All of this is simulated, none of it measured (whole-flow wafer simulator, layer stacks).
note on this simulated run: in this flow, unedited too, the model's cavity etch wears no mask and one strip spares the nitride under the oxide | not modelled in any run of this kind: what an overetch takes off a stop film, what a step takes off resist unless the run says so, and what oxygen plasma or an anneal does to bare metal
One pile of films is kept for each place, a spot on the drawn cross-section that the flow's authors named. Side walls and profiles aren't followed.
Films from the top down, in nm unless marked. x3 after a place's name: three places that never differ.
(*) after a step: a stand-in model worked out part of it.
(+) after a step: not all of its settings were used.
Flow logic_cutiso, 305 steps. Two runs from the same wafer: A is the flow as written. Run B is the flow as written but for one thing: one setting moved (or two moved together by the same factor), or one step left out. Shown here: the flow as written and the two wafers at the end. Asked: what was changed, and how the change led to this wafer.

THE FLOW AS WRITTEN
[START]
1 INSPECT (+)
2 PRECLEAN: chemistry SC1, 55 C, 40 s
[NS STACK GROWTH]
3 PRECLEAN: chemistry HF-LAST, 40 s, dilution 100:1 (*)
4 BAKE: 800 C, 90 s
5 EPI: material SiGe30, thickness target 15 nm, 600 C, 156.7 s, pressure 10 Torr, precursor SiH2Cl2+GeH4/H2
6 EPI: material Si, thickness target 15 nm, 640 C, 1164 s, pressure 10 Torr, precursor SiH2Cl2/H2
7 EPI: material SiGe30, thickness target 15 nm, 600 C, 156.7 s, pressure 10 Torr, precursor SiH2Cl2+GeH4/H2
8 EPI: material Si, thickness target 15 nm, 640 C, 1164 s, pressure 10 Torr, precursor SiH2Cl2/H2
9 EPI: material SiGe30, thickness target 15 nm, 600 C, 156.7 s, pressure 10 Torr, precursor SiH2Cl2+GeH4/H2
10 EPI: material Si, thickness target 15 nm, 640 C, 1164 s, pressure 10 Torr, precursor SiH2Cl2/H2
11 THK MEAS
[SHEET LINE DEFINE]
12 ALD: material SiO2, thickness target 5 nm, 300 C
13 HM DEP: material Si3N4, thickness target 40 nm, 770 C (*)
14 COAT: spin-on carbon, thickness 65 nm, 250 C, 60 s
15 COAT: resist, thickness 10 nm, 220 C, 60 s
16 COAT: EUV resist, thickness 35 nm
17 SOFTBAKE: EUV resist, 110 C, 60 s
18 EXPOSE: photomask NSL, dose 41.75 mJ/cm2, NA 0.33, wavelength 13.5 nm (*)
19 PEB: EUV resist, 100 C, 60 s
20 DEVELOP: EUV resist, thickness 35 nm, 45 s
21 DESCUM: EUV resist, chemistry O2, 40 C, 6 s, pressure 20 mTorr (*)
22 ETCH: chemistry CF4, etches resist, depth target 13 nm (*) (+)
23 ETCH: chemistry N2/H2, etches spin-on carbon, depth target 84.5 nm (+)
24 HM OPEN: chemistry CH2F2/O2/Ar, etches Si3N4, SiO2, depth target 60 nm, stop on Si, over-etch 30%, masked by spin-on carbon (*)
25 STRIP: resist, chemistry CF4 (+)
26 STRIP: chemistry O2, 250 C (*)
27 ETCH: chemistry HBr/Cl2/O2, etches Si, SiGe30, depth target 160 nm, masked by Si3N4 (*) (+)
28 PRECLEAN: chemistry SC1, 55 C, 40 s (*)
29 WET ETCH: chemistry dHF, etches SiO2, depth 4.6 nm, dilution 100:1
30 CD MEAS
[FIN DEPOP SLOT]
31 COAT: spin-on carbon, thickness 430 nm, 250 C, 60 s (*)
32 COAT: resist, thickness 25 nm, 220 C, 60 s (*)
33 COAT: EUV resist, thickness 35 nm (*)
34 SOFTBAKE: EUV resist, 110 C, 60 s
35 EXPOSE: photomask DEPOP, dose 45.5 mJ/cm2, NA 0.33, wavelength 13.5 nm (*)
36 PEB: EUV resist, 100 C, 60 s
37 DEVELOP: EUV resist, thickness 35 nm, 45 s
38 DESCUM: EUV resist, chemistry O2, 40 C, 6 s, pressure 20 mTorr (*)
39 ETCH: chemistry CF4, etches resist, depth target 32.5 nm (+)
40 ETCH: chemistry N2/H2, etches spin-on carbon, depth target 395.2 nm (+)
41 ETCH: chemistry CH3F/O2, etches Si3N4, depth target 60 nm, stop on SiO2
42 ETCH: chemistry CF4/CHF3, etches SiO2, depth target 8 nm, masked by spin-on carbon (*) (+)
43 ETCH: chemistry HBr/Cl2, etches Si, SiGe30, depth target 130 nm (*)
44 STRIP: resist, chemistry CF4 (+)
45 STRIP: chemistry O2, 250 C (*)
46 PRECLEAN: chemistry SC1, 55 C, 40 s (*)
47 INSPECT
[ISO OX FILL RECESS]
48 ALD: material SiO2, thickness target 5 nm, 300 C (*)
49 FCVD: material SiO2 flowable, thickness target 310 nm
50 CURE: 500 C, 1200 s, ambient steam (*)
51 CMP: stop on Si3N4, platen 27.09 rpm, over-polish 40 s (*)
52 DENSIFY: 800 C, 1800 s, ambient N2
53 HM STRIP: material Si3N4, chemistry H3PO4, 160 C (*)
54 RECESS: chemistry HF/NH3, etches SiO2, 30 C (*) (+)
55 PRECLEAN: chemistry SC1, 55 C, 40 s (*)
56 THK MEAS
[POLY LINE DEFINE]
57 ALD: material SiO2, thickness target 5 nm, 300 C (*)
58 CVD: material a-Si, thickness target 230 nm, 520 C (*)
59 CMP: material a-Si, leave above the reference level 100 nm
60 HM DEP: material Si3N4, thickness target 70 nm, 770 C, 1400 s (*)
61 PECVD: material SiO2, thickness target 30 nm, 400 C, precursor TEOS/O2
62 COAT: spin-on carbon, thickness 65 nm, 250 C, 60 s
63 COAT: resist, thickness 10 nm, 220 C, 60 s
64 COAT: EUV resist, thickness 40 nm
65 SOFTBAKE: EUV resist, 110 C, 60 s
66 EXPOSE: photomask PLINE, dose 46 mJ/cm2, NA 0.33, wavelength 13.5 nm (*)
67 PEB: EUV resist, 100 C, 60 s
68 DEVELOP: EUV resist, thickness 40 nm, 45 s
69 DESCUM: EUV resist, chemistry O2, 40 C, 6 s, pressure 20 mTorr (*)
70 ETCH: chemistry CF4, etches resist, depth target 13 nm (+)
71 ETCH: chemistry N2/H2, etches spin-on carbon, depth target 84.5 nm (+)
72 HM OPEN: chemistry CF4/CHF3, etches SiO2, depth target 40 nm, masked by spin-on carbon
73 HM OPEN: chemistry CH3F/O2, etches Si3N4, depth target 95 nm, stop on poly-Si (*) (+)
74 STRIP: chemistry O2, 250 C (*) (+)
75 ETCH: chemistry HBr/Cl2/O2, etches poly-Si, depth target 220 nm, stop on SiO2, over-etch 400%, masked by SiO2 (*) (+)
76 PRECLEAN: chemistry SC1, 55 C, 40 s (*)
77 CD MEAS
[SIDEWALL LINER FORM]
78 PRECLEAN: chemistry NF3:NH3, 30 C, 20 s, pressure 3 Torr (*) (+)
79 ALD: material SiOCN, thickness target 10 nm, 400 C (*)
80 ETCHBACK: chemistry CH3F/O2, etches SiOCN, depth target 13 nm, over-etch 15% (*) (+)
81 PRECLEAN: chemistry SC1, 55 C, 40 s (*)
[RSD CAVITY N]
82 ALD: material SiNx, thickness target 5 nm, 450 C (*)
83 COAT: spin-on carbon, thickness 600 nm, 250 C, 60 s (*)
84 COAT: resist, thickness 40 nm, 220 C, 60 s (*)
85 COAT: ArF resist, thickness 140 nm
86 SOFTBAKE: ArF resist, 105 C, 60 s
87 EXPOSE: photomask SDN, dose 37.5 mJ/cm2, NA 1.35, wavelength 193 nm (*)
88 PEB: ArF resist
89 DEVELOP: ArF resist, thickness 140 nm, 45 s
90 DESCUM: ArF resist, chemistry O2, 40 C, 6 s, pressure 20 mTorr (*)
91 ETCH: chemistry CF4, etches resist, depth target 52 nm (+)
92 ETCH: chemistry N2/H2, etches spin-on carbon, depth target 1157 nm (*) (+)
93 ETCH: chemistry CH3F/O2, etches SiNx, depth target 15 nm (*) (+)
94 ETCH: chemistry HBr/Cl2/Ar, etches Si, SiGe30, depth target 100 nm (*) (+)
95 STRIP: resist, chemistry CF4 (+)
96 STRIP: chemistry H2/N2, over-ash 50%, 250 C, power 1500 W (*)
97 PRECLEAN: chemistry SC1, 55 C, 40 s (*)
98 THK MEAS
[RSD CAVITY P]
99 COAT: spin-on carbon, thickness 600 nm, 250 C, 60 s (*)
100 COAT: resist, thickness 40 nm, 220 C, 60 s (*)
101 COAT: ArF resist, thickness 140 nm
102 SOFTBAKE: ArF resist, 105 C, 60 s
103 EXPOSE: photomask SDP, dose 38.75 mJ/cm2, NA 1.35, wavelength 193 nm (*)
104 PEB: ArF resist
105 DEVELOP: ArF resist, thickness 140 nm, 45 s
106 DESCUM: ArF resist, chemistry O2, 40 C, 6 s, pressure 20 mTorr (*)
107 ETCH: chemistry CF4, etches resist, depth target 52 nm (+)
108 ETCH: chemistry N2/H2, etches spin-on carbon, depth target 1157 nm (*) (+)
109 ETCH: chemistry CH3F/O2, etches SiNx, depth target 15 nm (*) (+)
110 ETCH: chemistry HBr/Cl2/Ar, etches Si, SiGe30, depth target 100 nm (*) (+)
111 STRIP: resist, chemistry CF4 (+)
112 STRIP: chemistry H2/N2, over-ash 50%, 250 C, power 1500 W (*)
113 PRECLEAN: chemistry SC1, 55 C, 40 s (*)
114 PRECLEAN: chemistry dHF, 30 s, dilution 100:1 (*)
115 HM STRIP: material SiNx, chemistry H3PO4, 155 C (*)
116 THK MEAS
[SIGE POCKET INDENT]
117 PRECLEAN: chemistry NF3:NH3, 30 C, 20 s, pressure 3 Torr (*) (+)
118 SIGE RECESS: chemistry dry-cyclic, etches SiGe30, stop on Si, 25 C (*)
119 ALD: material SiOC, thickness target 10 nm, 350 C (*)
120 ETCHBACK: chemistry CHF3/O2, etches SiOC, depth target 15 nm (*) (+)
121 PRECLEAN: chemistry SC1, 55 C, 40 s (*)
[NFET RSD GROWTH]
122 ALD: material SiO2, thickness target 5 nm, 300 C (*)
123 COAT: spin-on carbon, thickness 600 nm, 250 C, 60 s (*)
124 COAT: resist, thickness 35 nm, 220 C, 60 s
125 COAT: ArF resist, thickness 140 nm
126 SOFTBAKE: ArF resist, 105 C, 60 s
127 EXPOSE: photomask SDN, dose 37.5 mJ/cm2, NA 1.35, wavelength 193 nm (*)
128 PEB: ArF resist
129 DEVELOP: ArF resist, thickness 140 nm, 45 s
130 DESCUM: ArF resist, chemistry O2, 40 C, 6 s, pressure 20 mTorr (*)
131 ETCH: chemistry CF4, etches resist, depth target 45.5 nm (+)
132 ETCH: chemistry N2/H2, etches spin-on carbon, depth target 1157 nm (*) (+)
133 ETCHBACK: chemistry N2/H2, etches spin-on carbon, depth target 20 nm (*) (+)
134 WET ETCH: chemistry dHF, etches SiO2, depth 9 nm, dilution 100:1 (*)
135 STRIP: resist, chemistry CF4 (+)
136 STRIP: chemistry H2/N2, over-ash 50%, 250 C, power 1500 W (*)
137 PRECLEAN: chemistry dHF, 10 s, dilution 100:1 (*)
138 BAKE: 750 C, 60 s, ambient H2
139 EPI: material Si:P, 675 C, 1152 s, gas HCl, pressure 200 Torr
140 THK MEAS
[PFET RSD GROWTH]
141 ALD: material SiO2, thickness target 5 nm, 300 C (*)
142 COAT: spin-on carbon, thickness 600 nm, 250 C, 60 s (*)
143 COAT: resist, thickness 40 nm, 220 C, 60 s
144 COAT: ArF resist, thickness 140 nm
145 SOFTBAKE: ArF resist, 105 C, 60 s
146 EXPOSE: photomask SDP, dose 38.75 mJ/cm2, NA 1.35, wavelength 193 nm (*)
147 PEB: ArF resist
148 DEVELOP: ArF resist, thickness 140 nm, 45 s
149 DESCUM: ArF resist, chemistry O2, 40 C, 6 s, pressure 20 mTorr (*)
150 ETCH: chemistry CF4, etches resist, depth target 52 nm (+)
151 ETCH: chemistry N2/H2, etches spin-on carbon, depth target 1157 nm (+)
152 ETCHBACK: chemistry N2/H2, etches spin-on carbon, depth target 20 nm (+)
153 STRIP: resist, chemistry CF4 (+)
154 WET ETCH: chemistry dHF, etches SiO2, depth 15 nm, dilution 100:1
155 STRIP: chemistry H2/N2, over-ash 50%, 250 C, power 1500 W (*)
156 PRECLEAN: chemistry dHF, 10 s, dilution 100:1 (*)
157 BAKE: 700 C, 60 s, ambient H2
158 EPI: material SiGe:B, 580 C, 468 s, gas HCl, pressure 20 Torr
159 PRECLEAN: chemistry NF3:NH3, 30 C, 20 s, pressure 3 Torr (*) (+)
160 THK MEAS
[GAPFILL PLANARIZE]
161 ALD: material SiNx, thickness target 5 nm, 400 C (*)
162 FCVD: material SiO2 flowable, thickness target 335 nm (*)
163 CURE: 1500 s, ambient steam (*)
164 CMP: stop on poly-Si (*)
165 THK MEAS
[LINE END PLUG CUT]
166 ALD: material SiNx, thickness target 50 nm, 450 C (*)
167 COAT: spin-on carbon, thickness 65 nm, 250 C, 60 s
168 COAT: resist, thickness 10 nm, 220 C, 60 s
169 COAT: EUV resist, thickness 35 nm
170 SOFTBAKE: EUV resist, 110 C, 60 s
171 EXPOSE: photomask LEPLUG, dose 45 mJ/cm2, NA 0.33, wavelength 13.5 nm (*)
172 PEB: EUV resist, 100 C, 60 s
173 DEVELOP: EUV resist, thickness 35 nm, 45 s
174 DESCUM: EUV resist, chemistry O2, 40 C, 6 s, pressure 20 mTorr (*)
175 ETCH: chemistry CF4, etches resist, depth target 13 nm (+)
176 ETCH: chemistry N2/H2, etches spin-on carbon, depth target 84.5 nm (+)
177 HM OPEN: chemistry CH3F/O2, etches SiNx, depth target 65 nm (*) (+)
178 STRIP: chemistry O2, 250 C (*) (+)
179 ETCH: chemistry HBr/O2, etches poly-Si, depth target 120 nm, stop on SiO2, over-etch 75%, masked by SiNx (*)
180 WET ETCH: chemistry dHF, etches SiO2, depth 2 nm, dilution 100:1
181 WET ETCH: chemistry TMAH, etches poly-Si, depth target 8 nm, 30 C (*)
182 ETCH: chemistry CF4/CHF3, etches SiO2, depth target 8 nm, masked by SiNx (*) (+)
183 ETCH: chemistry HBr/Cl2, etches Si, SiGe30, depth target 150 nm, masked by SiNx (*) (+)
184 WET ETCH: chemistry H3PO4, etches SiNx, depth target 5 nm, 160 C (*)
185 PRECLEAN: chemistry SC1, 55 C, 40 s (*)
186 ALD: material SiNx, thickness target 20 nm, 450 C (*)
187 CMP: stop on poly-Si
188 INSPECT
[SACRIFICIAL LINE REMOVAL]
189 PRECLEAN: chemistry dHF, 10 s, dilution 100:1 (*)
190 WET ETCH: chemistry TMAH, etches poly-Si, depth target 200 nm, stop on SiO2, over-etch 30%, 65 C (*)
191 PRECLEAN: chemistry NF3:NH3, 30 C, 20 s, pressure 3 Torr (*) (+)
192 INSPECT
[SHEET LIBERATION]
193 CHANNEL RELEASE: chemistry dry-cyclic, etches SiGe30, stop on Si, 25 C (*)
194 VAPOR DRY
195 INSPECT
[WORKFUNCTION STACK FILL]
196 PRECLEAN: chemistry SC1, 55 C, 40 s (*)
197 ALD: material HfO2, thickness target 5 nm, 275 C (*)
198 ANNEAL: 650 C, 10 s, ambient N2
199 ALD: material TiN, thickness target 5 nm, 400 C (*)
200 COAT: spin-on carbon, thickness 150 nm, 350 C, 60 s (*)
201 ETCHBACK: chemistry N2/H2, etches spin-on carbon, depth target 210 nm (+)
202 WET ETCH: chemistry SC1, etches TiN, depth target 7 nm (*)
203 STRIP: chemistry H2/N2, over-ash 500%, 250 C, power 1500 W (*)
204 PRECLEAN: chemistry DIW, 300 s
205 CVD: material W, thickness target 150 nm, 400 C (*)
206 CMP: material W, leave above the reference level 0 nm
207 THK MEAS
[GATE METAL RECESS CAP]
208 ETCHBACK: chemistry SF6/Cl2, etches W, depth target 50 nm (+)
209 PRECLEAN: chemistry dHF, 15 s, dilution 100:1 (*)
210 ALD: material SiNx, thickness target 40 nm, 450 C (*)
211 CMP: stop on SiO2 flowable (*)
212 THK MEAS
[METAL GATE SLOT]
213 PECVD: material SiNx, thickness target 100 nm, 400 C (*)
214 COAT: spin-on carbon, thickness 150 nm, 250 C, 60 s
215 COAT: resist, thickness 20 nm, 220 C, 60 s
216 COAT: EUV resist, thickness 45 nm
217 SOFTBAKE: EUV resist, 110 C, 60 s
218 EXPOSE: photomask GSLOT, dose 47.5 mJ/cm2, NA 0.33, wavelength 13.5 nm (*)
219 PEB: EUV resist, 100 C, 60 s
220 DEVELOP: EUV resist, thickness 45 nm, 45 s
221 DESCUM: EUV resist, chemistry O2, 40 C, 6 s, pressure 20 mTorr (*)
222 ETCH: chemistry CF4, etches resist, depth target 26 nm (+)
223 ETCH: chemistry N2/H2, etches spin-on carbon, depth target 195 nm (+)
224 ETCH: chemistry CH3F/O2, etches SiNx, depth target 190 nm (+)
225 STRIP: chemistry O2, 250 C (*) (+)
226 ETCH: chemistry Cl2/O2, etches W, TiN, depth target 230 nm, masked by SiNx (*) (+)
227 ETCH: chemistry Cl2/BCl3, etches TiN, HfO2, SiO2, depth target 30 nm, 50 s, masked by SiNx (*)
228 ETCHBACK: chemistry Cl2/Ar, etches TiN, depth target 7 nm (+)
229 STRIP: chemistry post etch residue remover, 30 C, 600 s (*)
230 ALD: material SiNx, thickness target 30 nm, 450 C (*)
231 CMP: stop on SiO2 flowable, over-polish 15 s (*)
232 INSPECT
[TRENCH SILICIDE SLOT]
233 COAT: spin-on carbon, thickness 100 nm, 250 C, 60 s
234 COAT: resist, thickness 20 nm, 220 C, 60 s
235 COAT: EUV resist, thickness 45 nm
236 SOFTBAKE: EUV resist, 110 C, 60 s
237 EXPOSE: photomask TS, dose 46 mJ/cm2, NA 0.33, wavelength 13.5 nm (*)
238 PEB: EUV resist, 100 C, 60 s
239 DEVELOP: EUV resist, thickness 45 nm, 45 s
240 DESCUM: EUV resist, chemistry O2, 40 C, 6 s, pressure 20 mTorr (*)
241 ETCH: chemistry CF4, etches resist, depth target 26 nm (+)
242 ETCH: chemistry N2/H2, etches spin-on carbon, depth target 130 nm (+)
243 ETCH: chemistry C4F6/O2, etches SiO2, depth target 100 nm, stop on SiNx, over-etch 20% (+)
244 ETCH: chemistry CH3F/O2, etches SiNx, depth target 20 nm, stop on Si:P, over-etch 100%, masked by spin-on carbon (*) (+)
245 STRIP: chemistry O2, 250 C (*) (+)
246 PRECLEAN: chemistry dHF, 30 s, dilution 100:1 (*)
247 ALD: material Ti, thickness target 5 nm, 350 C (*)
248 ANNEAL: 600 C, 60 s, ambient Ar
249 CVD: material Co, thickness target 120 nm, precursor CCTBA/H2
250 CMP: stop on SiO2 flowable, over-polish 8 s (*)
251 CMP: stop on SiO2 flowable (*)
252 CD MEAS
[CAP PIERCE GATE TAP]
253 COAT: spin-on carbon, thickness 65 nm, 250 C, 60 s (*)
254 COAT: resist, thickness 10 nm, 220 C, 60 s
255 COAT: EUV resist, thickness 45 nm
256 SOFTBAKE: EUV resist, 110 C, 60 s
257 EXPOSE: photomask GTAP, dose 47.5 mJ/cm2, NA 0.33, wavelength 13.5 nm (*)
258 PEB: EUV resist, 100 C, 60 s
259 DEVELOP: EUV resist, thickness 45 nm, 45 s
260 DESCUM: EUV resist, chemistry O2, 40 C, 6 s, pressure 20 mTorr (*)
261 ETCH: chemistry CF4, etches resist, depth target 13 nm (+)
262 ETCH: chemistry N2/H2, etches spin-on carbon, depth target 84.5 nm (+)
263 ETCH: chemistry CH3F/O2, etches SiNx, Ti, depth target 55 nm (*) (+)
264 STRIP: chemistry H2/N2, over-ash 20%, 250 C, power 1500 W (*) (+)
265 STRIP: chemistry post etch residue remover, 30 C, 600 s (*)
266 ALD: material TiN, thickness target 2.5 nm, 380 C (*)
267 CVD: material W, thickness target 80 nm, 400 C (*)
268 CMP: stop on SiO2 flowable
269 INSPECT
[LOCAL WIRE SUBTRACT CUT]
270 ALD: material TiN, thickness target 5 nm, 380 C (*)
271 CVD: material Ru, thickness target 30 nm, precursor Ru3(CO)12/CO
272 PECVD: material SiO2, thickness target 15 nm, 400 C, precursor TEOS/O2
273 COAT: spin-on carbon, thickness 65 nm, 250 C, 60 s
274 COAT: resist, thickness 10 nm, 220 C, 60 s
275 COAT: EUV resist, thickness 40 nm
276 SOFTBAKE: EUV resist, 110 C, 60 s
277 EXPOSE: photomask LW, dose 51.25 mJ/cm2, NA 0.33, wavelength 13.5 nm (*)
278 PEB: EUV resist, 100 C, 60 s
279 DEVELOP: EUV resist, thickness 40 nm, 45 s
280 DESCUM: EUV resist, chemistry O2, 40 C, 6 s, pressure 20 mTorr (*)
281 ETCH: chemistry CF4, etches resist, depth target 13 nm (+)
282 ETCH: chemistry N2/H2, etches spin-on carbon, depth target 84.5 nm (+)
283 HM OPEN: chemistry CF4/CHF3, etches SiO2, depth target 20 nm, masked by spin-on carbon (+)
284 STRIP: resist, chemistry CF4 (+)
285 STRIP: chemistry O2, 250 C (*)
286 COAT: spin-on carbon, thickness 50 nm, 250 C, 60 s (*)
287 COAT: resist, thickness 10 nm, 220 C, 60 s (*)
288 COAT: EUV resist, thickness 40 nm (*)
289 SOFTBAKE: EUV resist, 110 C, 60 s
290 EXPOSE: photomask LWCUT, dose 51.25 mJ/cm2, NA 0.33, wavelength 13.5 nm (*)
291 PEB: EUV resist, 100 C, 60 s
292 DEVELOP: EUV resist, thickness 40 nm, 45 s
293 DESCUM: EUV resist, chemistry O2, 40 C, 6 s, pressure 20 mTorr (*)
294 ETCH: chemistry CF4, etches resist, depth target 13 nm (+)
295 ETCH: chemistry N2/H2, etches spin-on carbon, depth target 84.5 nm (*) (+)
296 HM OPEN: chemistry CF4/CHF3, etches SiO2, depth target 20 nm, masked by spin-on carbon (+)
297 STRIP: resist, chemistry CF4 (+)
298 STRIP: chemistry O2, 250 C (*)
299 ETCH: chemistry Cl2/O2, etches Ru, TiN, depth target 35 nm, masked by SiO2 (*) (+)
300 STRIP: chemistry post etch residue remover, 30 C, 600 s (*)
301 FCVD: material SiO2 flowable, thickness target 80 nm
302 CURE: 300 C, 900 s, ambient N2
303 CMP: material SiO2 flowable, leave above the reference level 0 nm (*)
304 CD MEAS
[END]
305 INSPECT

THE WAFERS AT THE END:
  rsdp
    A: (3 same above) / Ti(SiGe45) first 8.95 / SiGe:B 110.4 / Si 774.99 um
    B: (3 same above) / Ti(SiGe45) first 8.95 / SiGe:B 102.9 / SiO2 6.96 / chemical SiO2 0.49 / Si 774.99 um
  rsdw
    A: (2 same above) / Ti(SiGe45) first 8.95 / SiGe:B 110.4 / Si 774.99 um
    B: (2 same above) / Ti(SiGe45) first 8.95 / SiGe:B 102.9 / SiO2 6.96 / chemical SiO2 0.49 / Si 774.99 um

The cause: step 151, ETCH: depth target 636.4 nm was run, where the flow has depth target 1157 nm.

How the change led to this, step by step:
  151 ETCH: chemistry N2/H2, etches spin-on carbon, depth target 1157 nm (+)
      rsdp, rsdw: A spin-on carbon -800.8 (all of it) | B spin-on carbon -636.4
      depop, dpovl, gfld and 14 more: A ArF resist -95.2 (all of it), resist -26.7 | B ArF resist -95.2 (all of it), resist -20.8
      (and at 3 more places)
  152 ETCHBACK: chemistry N2/H2, etches spin-on carbon, depth target 20 nm (+)
      rsdp, rsdw: A SiO2 -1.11 | B spin-on carbon -20
  153 STRIP: resist, chemistry CF4 (+)
      rsdp: A SiO2 -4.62 | B nothing
      rsdw: A SiO2 -5.11 | B nothing
      (and at 20 more places)
  154 WET ETCH: chemistry dHF, etches SiO2, depth 15 nm, dilution 100:1
      rsdp: A SiO2 -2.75 (all of it), chemical SiO2 -0.49 (all of it) | B nothing
      rsdw: A SiO2 -2.25 (all of it), chemical SiO2 -0.49 (all of it) | B nothing
  155 STRIP: chemistry H2/N2, over-ash 50%, 250 C, power 1500 W (*)
      rsdp, rsdw: A nothing | B spin-on carbon -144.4 (all of it)
  156 PRECLEAN: chemistry dHF, 10 s, dilution 100:1 (*)
      rsdp, rsdw: A nothing | B SiO2 -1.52
  158 EPI: material SiGe:B, 580 C, 468 s, gas HCl, pressure 20 Torr
      rsdp, rsdw: A SiGe:B +116.8 (new film) | B SiGe:B +109.4 (new film)
